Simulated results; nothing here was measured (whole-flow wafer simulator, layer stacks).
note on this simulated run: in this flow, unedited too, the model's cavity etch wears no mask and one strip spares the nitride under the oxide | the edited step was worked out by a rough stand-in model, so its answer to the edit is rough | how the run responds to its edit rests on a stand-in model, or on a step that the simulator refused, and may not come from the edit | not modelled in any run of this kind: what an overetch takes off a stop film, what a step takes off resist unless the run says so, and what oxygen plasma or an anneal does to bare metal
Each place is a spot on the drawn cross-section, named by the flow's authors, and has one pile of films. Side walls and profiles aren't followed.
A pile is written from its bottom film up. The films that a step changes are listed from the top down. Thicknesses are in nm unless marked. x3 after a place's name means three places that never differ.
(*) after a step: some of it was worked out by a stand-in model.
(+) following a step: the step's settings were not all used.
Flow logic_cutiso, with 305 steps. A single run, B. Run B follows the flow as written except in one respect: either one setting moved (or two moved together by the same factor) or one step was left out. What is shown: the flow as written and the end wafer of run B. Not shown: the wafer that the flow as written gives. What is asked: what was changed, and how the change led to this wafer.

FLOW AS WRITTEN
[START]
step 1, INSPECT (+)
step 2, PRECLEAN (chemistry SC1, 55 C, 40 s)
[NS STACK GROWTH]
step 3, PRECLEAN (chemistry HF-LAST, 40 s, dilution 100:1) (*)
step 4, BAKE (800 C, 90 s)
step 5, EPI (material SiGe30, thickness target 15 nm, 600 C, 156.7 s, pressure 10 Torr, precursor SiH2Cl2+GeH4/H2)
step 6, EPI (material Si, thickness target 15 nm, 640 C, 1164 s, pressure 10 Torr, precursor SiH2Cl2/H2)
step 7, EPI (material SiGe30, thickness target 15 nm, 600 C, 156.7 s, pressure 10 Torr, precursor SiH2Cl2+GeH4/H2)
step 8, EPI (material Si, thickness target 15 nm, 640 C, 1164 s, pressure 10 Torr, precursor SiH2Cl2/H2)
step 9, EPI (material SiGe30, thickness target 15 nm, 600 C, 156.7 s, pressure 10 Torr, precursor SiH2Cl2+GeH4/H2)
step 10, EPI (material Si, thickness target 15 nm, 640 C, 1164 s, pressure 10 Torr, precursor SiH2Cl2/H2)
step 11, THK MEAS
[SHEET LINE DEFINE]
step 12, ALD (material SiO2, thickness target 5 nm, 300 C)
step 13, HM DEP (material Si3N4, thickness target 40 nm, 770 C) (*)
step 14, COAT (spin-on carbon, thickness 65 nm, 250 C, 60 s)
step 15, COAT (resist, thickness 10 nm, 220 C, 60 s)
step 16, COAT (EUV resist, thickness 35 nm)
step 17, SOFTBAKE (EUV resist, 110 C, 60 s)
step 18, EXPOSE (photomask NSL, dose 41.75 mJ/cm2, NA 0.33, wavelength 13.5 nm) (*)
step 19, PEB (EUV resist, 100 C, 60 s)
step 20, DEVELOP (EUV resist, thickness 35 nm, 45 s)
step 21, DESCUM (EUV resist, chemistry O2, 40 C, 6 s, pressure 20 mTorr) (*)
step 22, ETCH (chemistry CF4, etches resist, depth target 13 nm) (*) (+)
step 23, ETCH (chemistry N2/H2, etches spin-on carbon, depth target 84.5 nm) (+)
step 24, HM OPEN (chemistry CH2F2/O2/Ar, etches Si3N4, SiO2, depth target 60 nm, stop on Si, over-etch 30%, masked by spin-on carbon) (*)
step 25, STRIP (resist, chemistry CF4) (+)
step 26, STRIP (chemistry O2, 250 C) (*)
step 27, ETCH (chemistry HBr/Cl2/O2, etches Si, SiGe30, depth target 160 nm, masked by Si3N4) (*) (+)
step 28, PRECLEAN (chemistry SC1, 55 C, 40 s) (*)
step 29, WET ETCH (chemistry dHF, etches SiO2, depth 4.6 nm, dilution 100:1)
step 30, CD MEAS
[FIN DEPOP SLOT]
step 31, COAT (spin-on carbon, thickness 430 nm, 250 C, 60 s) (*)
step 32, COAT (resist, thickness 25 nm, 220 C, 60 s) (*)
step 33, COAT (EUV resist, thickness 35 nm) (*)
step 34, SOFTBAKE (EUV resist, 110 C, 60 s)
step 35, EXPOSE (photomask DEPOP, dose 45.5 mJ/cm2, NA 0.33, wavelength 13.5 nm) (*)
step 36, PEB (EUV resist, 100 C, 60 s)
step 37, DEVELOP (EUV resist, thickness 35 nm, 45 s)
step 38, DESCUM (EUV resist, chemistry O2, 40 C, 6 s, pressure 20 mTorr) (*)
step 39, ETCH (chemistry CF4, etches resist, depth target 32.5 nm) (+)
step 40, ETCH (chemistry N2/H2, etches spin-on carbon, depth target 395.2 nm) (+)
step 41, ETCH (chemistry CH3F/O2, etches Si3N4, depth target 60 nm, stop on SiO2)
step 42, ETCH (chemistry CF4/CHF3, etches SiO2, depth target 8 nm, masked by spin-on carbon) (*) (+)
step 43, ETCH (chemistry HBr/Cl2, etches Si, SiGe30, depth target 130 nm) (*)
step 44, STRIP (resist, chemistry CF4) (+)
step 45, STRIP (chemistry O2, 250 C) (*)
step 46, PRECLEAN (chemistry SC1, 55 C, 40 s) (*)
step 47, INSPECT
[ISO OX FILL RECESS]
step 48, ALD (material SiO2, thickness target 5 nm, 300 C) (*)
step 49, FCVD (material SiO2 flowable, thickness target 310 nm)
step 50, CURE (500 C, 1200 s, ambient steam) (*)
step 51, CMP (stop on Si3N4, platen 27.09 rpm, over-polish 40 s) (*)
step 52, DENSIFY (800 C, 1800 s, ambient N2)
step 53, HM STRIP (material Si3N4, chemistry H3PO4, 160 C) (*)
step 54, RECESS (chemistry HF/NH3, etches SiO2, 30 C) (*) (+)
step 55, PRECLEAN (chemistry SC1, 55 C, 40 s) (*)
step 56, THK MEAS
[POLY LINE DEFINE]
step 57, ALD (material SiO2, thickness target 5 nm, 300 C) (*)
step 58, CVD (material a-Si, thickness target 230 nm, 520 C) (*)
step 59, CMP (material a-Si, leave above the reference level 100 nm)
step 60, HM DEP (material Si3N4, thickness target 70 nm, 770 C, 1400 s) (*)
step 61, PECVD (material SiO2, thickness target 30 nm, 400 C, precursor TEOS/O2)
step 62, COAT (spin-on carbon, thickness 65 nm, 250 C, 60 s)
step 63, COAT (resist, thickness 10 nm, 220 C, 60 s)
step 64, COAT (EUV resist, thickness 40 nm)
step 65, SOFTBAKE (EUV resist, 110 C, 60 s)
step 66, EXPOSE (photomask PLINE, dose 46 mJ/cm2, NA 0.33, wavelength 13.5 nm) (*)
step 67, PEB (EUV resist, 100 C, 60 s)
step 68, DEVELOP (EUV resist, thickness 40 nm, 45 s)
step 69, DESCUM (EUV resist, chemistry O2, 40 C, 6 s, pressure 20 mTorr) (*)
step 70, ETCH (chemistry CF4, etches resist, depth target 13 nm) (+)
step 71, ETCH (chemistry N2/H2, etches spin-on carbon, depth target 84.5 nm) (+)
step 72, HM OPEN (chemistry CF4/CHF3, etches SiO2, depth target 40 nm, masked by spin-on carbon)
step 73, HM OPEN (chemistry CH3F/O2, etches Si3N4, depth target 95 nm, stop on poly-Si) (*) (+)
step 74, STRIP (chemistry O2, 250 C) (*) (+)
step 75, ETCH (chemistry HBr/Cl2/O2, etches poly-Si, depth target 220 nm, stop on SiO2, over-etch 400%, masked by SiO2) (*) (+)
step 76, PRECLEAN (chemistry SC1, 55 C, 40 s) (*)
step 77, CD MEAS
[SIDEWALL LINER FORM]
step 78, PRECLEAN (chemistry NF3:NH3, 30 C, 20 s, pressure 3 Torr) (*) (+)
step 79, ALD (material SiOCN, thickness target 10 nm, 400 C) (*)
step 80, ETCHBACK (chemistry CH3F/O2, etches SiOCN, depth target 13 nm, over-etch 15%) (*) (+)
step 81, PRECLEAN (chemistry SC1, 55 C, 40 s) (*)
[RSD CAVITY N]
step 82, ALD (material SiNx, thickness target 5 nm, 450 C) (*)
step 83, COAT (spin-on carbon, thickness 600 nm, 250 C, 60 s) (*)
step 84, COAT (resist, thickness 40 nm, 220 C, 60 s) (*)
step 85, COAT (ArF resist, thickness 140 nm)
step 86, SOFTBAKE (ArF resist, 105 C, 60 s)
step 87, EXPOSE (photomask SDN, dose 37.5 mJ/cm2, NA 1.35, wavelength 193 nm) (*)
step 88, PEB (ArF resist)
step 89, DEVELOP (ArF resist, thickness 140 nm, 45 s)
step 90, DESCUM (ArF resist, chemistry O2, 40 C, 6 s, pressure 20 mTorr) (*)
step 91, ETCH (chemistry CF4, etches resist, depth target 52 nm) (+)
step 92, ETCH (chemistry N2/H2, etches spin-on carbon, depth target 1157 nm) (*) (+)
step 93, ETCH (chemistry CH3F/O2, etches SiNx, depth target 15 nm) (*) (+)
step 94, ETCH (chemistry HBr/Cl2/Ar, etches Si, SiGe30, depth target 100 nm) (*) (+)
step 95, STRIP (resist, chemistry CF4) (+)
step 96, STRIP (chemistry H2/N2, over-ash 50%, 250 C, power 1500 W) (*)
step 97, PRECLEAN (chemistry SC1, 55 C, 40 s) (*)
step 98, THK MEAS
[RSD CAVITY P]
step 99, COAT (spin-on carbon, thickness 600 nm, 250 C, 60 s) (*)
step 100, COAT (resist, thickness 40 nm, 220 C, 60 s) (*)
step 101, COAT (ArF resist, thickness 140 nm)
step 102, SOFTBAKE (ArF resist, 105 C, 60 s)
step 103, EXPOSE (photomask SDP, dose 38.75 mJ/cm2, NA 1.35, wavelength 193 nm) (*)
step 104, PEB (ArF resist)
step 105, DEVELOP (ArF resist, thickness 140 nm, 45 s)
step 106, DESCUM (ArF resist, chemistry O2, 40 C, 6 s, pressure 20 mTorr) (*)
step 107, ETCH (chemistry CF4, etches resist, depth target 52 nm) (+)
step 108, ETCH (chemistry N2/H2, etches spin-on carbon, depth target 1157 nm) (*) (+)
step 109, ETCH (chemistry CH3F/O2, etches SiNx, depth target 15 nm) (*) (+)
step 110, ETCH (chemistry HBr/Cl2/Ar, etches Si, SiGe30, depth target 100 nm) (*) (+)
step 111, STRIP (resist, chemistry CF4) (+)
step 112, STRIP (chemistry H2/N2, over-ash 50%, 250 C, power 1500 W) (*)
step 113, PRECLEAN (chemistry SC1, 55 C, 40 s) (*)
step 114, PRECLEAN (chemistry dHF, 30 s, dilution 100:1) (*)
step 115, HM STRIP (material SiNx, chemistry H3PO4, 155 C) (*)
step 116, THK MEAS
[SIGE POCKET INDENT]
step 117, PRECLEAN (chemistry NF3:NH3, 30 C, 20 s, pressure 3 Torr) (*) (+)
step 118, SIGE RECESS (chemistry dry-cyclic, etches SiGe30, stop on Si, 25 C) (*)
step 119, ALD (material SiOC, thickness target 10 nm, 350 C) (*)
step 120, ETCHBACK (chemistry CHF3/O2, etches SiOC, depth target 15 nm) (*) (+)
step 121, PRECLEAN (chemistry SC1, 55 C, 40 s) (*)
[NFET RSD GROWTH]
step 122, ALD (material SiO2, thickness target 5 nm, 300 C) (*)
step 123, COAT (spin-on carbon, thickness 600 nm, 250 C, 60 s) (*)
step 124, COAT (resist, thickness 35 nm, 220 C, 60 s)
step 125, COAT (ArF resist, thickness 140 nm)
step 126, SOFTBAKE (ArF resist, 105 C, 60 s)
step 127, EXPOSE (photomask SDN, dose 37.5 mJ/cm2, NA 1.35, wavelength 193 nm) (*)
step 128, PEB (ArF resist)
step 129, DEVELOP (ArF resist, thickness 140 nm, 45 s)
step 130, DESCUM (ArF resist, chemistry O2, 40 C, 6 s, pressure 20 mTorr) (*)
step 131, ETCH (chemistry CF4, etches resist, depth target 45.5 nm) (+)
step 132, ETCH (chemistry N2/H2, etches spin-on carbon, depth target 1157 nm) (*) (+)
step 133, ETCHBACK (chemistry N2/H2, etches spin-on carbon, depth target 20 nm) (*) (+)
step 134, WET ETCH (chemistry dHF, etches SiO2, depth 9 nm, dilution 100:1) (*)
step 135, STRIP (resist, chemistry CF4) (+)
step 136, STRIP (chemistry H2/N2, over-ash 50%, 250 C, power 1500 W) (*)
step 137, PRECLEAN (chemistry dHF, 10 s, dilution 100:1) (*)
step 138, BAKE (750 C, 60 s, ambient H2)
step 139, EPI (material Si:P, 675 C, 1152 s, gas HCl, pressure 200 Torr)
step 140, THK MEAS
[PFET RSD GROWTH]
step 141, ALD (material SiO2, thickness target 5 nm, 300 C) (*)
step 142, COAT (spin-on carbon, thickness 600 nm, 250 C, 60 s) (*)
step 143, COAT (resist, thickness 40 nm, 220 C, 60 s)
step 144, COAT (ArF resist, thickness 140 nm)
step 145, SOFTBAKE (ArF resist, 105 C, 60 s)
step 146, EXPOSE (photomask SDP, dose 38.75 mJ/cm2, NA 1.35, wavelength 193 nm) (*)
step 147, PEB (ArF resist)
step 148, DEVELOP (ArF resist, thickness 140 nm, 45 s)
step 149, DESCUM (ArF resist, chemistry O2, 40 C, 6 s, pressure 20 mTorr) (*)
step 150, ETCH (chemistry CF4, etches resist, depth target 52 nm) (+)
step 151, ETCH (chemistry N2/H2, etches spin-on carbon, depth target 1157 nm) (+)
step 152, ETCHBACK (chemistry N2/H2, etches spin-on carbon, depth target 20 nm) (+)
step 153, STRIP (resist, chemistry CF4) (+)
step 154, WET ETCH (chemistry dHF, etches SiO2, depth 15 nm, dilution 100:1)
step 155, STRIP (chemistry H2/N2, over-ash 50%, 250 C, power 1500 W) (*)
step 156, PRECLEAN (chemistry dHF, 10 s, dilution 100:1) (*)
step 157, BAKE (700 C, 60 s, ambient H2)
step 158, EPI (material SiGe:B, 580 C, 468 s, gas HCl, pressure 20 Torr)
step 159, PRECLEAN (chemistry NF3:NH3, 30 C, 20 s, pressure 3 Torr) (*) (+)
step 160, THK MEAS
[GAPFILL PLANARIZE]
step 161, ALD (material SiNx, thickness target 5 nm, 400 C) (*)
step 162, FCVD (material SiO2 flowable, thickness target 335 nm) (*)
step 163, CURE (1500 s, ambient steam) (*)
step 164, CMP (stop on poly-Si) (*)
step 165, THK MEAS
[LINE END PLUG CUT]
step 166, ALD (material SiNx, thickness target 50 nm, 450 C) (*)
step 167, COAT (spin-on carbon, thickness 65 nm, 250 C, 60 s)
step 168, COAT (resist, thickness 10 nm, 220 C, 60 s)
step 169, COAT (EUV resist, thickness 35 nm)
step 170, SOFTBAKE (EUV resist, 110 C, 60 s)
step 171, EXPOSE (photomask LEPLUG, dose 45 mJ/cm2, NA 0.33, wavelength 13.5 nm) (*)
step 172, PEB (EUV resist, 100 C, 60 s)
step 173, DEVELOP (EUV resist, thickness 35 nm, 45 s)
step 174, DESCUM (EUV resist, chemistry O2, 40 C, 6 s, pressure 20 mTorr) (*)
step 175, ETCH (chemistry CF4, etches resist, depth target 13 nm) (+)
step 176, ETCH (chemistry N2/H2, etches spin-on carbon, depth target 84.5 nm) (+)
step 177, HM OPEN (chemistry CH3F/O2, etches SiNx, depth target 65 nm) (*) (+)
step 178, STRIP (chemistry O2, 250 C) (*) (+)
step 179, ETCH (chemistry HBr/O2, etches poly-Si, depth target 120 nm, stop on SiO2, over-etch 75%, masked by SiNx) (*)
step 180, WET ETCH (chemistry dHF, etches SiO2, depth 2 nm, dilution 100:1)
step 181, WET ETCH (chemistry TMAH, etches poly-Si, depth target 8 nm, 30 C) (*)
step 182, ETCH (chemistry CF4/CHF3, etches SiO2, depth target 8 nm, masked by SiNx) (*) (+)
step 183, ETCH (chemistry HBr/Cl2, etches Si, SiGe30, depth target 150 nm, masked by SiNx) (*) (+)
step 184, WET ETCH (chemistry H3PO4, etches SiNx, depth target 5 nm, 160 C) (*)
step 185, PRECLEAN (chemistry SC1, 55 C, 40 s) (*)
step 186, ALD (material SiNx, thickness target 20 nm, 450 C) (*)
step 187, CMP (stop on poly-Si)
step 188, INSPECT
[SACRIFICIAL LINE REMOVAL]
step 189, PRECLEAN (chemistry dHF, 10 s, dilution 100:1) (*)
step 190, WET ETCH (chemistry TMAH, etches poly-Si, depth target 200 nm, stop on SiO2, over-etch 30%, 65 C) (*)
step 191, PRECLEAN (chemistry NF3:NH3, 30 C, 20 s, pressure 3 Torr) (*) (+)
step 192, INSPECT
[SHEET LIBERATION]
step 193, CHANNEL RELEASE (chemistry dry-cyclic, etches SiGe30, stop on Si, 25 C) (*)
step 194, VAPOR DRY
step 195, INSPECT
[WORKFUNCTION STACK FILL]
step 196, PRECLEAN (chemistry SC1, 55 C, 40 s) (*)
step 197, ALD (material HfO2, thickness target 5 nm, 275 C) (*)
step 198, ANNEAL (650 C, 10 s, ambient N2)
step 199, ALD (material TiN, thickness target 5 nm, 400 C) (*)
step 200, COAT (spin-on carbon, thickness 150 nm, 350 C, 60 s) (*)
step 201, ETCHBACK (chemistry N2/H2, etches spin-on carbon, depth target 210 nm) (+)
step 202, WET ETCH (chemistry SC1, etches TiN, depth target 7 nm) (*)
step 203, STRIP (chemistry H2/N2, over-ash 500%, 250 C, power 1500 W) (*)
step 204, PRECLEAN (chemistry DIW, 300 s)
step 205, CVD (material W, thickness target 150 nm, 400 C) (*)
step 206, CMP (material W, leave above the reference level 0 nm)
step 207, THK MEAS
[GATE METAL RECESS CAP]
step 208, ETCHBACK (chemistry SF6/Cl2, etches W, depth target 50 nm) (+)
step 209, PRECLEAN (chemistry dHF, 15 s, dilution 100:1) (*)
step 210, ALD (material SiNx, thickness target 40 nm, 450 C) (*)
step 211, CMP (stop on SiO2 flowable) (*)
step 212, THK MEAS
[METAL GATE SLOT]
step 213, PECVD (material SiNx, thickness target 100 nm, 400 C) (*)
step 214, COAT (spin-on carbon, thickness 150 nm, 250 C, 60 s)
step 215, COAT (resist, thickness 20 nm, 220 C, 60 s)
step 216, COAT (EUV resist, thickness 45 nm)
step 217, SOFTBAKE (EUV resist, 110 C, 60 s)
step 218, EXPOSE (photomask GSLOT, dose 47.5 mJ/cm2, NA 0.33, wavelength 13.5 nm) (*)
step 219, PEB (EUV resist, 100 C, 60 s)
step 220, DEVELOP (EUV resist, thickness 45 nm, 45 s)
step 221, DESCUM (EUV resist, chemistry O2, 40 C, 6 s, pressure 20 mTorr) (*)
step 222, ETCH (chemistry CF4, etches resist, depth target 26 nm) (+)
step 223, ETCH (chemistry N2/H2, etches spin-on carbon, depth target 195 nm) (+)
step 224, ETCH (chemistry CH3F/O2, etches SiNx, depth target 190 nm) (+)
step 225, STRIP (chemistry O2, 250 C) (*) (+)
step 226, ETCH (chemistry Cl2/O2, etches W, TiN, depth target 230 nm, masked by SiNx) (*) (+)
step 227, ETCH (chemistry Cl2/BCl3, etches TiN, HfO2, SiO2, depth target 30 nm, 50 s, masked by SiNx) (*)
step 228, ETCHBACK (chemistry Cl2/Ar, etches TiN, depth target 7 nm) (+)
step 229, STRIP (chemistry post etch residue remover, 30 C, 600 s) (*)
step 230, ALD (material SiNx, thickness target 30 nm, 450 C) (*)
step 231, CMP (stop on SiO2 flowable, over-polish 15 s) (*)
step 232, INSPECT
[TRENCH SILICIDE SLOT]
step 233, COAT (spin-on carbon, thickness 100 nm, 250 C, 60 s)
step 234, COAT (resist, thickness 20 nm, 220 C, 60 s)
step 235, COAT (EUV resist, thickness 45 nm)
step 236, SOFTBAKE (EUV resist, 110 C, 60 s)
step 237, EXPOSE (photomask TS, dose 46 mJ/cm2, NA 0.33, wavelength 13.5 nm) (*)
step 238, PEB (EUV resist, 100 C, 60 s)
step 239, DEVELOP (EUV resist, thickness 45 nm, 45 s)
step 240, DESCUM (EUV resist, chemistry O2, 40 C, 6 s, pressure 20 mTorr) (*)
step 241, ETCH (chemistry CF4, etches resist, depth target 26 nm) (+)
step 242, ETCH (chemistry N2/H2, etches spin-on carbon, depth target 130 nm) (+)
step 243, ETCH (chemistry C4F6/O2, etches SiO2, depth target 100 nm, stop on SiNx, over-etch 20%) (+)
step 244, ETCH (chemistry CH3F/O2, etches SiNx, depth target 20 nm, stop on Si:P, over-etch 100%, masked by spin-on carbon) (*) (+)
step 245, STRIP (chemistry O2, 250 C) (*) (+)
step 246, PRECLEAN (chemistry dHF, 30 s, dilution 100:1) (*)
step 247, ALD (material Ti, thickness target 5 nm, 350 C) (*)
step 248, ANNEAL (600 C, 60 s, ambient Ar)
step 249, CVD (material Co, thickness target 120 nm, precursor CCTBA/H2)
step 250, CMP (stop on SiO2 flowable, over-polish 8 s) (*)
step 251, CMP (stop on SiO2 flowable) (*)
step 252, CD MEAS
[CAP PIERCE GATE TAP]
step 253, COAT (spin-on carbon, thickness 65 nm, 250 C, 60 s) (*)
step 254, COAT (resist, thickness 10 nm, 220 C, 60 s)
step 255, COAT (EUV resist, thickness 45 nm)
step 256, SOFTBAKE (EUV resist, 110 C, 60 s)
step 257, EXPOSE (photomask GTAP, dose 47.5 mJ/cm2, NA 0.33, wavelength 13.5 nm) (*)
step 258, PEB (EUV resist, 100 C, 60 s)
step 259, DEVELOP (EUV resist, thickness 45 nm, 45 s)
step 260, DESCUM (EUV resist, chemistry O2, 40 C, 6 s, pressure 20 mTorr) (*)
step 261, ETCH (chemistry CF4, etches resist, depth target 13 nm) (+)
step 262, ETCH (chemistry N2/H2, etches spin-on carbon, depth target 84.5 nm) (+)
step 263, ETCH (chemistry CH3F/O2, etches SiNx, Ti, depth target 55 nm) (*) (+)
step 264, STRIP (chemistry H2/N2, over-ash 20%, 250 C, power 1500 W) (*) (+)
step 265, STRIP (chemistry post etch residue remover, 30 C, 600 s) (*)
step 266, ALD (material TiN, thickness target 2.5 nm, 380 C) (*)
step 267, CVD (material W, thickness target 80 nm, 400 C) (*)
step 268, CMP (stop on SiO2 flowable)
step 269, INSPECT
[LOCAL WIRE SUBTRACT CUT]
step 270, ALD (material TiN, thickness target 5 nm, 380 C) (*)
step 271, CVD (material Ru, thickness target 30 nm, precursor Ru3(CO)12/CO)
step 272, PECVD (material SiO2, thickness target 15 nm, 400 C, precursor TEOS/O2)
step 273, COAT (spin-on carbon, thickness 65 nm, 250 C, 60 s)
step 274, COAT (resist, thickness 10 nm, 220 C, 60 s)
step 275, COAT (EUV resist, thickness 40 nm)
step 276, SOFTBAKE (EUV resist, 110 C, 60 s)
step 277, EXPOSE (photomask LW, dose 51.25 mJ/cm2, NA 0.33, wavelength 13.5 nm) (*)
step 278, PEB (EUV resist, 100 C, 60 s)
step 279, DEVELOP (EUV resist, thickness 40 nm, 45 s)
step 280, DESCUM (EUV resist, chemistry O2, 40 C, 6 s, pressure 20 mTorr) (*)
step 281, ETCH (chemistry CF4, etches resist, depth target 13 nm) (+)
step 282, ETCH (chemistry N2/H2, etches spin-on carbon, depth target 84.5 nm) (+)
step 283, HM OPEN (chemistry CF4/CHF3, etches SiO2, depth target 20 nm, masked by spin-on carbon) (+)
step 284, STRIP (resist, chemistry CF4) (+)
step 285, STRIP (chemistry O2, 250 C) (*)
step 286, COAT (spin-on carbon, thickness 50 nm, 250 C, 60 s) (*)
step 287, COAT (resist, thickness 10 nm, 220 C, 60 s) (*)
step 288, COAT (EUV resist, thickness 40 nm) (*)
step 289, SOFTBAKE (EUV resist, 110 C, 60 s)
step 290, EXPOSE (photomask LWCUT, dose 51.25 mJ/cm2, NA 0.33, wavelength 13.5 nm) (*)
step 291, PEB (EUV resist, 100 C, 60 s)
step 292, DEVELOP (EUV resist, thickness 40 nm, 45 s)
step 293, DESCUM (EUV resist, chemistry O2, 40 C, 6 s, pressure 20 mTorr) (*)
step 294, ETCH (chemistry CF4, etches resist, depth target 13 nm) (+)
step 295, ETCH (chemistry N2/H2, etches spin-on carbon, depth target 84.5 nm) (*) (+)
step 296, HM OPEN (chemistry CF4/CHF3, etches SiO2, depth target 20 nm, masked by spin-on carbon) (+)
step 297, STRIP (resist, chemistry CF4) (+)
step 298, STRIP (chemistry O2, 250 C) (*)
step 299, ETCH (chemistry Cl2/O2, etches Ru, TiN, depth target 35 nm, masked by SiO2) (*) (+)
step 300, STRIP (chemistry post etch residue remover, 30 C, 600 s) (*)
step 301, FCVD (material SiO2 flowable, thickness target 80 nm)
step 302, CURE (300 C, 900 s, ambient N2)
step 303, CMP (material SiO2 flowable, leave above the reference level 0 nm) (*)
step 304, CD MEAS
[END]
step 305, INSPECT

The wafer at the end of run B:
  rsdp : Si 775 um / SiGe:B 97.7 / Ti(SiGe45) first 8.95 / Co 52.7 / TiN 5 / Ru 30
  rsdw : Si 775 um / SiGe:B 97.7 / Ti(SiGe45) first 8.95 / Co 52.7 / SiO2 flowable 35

Cause: step 110, ETCH: depth target 80 nm was run, whereas the flow has depth target 100 nm.

Step by step, how the change led to this:
  step 110, ETCH (chemistry HBr/Cl2/Ar, etches Si, SiGe30, depth target 100 nm) (*) (+)
      rsdp, rsdw: chemical SiO2 loses 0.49 (all of it), Si loses 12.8 (all of it), SiGe30 loses 15 (all of it), Si loses 15 (all of it), SiGe30 loses 15 (all of it), Si loses 15 (all of it), SiGe30 loses 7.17 (as written it would have been: chemical SiO2 loses 0.49 (all of it), Si loses 12.8 (all of it), SiGe30 loses 15 (all of it), Si loses 15 (all of it), SiGe30 loses 15 (all of it), Si loses 15 (all of it), SiGe30 loses 15 (all of it), Si loses 12.2)
  step 115, HM STRIP (material SiNx, chemistry H3PO4, 155 C) (*)
      rsdp, rsdw: chemical SiO2 gains 0.5 (new film), SiGe30 loses 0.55 (as written it would have been: chemical SiO2 gains 0.5 (new film), Si loses 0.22)
  step 118, SIGE RECESS (chemistry dry-cyclic, etches SiGe30, stop on Si, 25 C) (*)
      rsdp, rsdw: SiGe30 loses 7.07 (all of it) (as written it would have been: nothing)
  step 158, EPI (material SiGe:B, 580 C, 468 s, gas HCl, pressure 20 Torr)
      rsdp, rsdw: SiGe:B gains 104.2 (new film) (as written it would have been: SiGe:B gains 116.8 (new film))
